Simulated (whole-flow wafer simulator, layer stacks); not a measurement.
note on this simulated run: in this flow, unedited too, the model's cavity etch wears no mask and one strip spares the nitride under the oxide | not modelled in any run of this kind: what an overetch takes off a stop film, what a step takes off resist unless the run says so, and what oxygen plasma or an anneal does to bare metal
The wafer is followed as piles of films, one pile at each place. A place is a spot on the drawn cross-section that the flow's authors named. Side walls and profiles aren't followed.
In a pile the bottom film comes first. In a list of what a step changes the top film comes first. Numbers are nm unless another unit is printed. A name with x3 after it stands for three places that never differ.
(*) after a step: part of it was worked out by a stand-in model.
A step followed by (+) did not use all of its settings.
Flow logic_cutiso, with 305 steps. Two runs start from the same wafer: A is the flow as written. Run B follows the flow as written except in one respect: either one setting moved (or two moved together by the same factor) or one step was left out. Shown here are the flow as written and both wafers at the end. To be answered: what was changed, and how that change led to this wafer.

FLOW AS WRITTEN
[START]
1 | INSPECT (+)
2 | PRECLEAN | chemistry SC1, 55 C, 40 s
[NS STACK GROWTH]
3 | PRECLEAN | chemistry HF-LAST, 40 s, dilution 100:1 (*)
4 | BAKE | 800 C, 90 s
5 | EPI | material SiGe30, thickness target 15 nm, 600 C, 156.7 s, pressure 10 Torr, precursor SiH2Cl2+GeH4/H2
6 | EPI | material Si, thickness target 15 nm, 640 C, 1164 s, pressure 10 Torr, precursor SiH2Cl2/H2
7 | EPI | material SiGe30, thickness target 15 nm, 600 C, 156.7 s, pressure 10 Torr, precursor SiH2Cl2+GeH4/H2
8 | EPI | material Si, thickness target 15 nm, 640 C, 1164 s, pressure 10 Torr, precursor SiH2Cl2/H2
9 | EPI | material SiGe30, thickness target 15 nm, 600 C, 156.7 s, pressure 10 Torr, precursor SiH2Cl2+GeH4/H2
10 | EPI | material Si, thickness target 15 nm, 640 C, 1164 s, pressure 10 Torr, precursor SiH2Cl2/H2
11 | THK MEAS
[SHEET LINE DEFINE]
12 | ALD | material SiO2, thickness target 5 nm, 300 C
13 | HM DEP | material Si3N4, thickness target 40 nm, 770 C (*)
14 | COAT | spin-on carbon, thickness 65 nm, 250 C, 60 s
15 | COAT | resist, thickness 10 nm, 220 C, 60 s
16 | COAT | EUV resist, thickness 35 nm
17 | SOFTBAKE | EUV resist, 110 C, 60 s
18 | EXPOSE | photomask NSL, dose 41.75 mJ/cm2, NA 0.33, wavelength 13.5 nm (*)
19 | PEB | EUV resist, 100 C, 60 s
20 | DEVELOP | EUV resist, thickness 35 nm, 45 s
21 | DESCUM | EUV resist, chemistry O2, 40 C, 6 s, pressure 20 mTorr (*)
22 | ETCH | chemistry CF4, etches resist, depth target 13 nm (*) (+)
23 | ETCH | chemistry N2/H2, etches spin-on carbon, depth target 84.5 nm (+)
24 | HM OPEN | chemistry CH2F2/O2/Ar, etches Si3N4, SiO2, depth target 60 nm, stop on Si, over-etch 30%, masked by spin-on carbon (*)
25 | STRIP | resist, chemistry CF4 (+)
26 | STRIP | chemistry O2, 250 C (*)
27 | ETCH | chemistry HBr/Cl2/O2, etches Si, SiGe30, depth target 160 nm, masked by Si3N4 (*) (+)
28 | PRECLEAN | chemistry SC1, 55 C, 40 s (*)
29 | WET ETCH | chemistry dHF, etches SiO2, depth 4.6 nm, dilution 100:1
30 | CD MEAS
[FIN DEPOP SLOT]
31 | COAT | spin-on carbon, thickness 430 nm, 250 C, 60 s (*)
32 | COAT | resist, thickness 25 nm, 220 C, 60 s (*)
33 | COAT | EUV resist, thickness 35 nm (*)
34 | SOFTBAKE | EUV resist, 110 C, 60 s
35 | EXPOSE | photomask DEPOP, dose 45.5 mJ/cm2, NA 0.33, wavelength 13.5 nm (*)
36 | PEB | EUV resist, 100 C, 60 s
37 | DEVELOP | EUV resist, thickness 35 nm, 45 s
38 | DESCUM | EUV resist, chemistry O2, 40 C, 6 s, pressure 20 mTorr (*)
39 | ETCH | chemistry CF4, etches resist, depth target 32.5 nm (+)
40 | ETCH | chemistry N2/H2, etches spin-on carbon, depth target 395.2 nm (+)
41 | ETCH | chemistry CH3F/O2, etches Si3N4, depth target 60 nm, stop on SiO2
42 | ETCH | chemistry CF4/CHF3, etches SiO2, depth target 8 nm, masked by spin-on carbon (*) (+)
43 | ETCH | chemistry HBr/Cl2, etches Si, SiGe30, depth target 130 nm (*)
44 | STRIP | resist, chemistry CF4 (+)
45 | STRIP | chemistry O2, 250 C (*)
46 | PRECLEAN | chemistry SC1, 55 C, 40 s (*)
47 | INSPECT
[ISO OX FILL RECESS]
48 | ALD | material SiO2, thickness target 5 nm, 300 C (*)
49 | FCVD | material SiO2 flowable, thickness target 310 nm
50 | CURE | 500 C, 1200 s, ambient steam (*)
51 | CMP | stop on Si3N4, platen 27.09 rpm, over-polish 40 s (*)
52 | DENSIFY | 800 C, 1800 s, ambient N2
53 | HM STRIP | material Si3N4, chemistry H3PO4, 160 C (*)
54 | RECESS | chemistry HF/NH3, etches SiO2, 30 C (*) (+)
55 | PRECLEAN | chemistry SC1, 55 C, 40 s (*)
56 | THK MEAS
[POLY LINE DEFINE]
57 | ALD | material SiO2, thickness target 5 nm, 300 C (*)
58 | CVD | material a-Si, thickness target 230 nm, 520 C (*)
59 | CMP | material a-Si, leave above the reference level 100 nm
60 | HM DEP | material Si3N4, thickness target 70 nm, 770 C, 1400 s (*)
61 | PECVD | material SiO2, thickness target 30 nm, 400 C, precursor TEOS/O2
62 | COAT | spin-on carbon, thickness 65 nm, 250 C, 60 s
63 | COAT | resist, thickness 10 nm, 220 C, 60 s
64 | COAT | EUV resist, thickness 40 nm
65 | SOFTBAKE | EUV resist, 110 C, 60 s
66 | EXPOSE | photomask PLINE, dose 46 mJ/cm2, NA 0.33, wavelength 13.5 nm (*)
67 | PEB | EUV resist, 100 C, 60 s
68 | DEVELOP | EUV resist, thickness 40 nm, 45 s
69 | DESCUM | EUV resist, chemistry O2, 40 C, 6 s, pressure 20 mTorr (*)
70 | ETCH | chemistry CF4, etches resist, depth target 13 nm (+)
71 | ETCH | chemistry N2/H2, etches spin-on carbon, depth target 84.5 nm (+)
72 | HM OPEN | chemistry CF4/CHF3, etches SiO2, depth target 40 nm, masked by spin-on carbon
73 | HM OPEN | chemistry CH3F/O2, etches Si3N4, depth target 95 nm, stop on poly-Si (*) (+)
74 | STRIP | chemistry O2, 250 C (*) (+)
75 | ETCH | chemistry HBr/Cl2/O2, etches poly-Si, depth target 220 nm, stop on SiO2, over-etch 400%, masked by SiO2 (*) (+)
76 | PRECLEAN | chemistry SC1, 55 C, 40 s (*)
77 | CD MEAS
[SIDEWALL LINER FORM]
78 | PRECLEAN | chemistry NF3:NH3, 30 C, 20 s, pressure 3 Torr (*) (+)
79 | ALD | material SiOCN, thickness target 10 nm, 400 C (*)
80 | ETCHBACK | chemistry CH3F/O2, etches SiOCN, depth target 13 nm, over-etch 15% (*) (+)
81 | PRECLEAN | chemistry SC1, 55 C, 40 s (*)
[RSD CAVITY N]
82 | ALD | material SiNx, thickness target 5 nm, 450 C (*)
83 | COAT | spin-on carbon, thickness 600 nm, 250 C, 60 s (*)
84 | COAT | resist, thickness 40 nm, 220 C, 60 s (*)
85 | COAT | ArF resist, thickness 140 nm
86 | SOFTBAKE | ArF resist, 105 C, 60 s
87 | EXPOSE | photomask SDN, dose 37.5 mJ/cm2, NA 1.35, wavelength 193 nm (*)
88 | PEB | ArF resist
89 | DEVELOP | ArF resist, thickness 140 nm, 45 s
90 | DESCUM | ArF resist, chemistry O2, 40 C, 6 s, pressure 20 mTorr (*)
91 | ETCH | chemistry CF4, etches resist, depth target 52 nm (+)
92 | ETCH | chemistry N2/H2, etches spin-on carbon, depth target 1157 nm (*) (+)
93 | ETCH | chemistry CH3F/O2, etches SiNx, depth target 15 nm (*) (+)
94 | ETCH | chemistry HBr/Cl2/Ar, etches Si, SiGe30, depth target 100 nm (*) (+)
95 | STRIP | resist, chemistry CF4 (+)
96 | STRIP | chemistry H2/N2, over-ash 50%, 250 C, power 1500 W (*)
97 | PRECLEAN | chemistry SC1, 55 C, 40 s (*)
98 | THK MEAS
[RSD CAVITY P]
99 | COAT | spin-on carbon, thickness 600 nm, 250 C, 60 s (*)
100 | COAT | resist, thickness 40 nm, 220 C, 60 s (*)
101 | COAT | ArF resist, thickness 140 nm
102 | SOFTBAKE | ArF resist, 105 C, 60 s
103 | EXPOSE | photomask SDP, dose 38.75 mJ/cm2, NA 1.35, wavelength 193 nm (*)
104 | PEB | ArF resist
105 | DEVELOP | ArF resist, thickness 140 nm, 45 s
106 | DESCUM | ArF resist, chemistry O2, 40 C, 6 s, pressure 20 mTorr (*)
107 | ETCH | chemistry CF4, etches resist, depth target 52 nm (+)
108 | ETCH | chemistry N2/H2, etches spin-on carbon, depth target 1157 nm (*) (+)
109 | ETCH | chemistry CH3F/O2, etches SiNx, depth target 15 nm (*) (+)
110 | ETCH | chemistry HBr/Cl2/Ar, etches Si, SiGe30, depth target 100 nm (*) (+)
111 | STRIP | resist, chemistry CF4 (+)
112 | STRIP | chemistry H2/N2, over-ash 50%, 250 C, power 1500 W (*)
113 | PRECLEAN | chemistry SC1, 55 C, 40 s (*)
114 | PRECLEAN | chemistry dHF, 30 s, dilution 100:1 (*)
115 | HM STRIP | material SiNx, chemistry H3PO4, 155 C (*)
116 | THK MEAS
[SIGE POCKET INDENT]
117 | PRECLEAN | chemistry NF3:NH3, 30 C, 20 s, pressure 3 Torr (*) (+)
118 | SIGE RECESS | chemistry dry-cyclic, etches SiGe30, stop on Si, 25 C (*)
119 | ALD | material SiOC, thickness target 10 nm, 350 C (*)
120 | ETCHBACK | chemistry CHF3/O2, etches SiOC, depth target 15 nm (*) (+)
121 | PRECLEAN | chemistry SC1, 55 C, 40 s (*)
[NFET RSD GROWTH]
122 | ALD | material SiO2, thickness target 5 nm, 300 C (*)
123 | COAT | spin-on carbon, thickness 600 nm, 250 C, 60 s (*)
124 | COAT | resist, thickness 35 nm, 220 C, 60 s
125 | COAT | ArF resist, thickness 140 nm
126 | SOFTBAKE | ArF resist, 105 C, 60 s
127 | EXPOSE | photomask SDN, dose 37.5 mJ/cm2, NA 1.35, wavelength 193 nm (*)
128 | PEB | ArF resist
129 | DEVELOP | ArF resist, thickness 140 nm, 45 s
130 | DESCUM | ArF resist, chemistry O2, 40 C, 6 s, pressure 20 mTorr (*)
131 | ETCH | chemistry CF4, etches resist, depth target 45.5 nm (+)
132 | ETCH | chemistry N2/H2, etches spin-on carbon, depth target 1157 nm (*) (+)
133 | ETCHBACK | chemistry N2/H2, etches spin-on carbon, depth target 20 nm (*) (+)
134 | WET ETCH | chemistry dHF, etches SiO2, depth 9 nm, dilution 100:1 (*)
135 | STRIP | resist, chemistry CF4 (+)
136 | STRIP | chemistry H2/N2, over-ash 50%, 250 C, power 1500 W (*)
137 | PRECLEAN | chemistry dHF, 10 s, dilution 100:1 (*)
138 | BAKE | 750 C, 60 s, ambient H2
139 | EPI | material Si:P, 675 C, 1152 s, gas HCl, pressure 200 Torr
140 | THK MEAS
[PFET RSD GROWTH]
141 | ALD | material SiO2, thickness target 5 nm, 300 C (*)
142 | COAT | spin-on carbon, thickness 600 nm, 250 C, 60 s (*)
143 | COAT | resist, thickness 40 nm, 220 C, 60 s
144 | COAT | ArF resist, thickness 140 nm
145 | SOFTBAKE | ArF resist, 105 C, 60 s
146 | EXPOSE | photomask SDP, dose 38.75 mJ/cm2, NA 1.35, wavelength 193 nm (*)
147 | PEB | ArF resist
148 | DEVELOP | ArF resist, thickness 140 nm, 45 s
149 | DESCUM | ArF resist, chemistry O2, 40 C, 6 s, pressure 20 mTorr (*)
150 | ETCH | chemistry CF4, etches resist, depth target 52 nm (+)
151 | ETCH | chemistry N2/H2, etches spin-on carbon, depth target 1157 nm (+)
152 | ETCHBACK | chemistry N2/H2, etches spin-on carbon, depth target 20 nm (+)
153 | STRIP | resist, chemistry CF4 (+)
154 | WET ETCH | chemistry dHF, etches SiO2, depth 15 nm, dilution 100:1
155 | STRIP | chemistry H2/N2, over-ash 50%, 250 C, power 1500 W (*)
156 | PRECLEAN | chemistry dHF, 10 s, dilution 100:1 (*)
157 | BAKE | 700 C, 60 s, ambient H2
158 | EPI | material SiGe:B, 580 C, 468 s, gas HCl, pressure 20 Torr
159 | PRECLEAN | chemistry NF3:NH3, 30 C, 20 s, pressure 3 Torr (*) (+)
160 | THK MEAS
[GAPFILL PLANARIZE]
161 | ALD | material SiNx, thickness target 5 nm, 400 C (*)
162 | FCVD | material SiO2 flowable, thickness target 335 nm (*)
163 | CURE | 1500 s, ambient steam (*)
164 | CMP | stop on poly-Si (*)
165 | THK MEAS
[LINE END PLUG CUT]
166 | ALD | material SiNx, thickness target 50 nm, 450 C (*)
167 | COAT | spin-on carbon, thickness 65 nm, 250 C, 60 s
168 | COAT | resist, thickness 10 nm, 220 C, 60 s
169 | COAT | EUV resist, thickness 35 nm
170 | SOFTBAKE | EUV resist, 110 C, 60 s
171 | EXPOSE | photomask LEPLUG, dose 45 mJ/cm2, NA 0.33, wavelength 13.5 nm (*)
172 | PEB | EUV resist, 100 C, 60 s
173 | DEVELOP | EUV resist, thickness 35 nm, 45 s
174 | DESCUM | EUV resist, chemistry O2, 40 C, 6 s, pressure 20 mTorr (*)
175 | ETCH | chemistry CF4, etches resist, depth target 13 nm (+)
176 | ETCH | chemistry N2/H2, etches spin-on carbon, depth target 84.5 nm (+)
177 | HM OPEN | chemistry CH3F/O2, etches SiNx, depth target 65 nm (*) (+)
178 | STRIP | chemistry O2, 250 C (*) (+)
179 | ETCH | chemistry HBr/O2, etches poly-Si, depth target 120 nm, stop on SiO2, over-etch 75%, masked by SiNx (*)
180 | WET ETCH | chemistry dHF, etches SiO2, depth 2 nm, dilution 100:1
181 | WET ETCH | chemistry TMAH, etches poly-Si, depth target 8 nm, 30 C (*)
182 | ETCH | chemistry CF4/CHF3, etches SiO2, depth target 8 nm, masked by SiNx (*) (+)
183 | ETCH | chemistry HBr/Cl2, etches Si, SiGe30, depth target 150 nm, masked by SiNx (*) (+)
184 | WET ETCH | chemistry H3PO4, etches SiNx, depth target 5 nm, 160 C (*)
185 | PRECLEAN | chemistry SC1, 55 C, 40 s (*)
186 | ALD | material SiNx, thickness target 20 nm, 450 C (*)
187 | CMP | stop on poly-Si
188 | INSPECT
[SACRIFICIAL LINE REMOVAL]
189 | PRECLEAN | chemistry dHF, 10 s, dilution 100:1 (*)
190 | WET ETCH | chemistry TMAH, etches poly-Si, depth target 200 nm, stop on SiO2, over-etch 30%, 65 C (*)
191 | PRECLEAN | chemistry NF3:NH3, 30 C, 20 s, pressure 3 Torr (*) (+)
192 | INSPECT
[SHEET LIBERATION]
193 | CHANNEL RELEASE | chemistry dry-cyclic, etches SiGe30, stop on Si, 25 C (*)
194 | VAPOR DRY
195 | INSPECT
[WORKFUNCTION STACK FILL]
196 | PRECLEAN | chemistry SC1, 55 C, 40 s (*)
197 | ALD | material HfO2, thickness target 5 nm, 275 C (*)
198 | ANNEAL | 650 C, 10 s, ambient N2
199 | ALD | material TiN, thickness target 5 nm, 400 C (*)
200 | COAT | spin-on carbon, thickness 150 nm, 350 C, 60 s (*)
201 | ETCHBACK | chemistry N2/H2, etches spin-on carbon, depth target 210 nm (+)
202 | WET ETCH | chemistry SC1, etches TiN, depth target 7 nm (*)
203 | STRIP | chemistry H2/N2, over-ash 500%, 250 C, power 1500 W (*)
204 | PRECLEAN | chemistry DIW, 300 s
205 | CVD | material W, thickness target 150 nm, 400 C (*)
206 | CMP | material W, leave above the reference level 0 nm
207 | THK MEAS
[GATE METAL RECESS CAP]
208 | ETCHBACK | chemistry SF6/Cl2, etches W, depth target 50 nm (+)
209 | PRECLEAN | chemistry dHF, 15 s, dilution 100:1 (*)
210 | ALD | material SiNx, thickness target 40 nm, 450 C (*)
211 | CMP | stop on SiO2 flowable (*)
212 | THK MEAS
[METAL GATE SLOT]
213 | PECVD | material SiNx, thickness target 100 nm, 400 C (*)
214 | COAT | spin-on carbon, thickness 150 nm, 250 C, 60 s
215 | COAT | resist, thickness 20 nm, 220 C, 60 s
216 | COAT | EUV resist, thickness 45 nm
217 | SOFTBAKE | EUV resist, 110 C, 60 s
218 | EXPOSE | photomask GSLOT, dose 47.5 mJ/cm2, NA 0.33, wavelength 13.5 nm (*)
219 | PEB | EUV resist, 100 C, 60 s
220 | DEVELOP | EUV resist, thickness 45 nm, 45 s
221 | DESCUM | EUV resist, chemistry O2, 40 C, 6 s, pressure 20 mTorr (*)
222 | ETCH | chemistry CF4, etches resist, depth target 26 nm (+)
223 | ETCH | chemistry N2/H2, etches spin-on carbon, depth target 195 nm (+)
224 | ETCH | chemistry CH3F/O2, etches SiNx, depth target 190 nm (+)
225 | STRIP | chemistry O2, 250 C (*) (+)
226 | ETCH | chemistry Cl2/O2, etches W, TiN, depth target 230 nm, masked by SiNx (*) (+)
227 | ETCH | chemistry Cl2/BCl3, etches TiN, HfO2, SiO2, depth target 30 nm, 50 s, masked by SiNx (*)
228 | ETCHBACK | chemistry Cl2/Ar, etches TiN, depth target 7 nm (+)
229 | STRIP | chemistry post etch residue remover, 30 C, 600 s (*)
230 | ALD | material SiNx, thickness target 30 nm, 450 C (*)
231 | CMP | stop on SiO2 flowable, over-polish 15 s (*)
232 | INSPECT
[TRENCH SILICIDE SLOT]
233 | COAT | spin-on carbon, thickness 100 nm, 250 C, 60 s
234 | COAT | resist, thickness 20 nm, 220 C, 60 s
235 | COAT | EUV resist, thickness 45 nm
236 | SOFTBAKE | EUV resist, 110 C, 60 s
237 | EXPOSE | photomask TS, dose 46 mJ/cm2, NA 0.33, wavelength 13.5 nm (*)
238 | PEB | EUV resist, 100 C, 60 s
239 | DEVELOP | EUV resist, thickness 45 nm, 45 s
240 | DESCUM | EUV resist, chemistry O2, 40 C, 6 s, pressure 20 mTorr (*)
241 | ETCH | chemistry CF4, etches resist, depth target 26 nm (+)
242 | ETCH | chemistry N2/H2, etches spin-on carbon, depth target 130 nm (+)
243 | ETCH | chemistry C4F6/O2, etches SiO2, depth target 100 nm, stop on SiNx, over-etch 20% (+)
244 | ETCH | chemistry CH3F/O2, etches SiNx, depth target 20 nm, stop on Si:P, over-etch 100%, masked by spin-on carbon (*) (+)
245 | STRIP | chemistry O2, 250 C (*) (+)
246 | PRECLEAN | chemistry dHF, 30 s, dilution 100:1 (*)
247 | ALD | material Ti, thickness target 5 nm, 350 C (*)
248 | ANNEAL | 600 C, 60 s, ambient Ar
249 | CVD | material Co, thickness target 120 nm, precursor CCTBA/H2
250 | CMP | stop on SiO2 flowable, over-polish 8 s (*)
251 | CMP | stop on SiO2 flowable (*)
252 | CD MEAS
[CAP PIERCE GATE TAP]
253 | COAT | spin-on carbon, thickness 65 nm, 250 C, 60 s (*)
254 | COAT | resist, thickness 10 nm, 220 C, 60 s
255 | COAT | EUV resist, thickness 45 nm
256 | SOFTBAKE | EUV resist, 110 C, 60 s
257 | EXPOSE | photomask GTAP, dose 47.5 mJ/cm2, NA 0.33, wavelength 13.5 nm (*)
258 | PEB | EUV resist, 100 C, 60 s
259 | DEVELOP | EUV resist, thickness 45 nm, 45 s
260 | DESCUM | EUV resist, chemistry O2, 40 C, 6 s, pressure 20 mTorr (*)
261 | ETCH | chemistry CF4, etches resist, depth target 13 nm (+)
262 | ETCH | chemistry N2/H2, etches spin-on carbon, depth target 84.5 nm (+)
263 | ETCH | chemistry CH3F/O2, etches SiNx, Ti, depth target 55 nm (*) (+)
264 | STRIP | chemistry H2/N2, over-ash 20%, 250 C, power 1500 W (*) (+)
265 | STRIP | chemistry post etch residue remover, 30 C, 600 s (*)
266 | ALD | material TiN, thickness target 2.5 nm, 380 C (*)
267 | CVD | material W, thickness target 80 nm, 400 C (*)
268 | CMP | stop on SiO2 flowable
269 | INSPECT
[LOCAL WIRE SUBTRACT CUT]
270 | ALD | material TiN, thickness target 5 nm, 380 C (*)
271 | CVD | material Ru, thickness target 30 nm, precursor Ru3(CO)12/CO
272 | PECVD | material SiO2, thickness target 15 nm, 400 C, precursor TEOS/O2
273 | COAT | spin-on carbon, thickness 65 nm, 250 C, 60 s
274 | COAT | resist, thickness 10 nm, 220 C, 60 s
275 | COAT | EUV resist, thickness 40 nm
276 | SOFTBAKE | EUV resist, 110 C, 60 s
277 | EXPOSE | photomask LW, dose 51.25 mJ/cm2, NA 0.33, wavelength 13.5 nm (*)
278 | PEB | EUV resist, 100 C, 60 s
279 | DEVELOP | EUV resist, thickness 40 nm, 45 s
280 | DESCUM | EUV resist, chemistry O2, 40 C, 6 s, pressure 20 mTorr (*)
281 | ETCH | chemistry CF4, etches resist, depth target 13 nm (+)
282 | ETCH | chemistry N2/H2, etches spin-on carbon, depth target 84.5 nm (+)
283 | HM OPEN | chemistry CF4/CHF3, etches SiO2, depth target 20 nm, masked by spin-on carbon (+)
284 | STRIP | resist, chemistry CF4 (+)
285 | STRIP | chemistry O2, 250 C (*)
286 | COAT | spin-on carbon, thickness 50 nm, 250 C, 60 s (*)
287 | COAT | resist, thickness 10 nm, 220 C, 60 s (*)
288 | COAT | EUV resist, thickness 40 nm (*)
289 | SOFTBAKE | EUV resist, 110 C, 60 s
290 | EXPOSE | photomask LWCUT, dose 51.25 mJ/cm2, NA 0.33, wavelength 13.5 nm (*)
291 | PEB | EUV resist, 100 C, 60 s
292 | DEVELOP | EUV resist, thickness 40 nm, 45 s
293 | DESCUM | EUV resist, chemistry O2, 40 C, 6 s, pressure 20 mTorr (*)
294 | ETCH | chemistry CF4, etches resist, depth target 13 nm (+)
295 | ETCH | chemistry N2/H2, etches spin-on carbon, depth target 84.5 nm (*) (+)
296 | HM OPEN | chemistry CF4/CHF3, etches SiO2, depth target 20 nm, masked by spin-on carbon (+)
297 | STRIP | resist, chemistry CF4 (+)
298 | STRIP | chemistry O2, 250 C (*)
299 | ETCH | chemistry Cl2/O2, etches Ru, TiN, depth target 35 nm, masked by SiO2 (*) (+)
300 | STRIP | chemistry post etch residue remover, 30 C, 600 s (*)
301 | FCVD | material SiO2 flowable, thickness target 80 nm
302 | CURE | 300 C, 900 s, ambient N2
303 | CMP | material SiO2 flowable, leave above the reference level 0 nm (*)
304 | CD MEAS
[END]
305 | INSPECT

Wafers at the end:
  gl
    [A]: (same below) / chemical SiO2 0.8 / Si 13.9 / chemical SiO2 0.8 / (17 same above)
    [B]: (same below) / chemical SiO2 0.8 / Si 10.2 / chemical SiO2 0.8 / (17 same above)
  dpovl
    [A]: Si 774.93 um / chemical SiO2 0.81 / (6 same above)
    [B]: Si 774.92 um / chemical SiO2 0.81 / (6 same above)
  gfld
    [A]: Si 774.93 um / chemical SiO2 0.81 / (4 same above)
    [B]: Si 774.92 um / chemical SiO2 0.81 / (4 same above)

The reason: step 6, EPI: thickness target 11.2 nm was run, whereas the flow has thickness target 15 nm; step 6, EPI: 873.3 s was run, where the flow has 1164 s.

Step by step, how the change led to this:
  6 | EPI | material Si, thickness target 15 nm, 640 C, 1164 s, pressure 10 Torr, precursor SiH2Cl2/H2
      depop, dpovl, gfld and 19 more: A Si gains 15 (new film) | B Si gains 11.3 (new film)
  27 | ETCH | chemistry HBr/Cl2/O2, etches Si, SiGe30, depth target 160 nm, masked by Si3N4 (*) (+)
      gfld, gxf, iso, lnri: A chemical SiO2 loses 0.79 (all of it), Si loses 11.4 (all of it), SiGe30 loses 15 (all of it), Si loses 15 (all of it), SiGe30 loses 15 (all of it), Si loses 15 (all of it), SiGe30 loses 15 (all of it), Si loses 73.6 | B chemical SiO2 loses 0.79 (all of it), Si loses 11.4 (all of it), SiGe30 loses 15 (all of it), Si loses 15 (all of it), SiGe30 loses 15 (all of it), Si loses 11.3 (all of it), SiGe30 loses 15 (all of it), Si loses 77.4
      dpovl, nsgap: A chemical SiO2 loses 0.79 (all of it), Si loses 11.8 (all of it), SiGe30 loses 15 (all of it), Si loses 15 (all of it), SiGe30 loses 15 (all of it), Si loses 15 (all of it), SiGe30 loses 15 (all of it), Si loses 73.2 | B chemical SiO2 loses 0.79 (all of it), Si loses 11.8 (all of it), SiGe30 loses 15 (all of it), Si loses 15 (all of it), SiGe30 loses 15 (all of it), Si loses 11.3 (all of it), SiGe30 loses 15 (all of it), Si loses 77
      (and at 1 other place as well)
  43 | ETCH | chemistry HBr/Cl2, etches Si, SiGe30, depth target 130 nm (*)
      depop: A Si loses 14 (all of it), SiGe30 loses 15 (all of it), Si loses 15 (all of it), SiGe30 loses 15 (all of it), Si loses 15 (all of it), SiGe30 loses 15 (all of it), Si loses 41 | B Si loses 14 (all of it), SiGe30 loses 15 (all of it), Si loses 15 (all of it), SiGe30 loses 15 (all of it), Si loses 11.3 (all of it), SiGe30 loses 15 (all of it), Si loses 44.7
  94 | ETCH | chemistry HBr/Cl2/Ar, etches Si, SiGe30, depth target 100 nm (*) (+)
      rsdn, rsdx: A chemical SiO2 loses 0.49 (all of it), Si loses 12.8 (all of it), SiGe30 loses 15 (all of it), Si loses 15 (all of it), SiGe30 loses 15 (all of it), Si loses 15 (all of it), SiGe30 loses 15 (all of it), Si loses 12.2 | B chemical SiO2 loses 0.49 (all of it), Si loses 12.8 (all of it), SiGe30 loses 15 (all of it), Si loses 15 (all of it), SiGe30 loses 15 (all of it), Si loses 11.3 (all of it), SiGe30 loses 15 (all of it), Si loses 15.9
  110 | ETCH | chemistry HBr/Cl2/Ar, etches Si, SiGe30, depth target 100 nm (*) (+)
      rsdp, rsdw: A chemical SiO2 loses 0.49 (all of it), Si loses 12.8 (all of it), SiGe30 loses 15 (all of it), Si loses 15 (all of it), SiGe30 loses 15 (all of it), Si loses 15 (all of it), SiGe30 loses 15 (all of it), Si loses 12.2 | B chemical SiO2 loses 0.49 (all of it), Si loses 12.8 (all of it), SiGe30 loses 15 (all of it), Si loses 15 (all of it), SiGe30 loses 15 (all of it), Si loses 11.3 (all of it), SiGe30 loses 15 (all of it), Si loses 15.9
  183 | ETCH | chemistry HBr/Cl2, etches Si, SiGe30, depth target 150 nm, masked by SiNx (*) (+)
      plug: A Si loses 13.6 (all of it), SiGe30 loses 15 (all of it), Si loses 15 (all of it), SiGe30 loses 15 (all of it), Si loses 15 (all of it), SiGe30 loses 15 (all of it), Si loses 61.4 | B Si loses 13.6 (all of it), SiGe30 loses 15 (all of it), Si loses 15 (all of it), SiGe30 loses 15 (all of it), Si loses 11.3 (all of it), SiGe30 loses 15 (all of it), Si loses 65.2
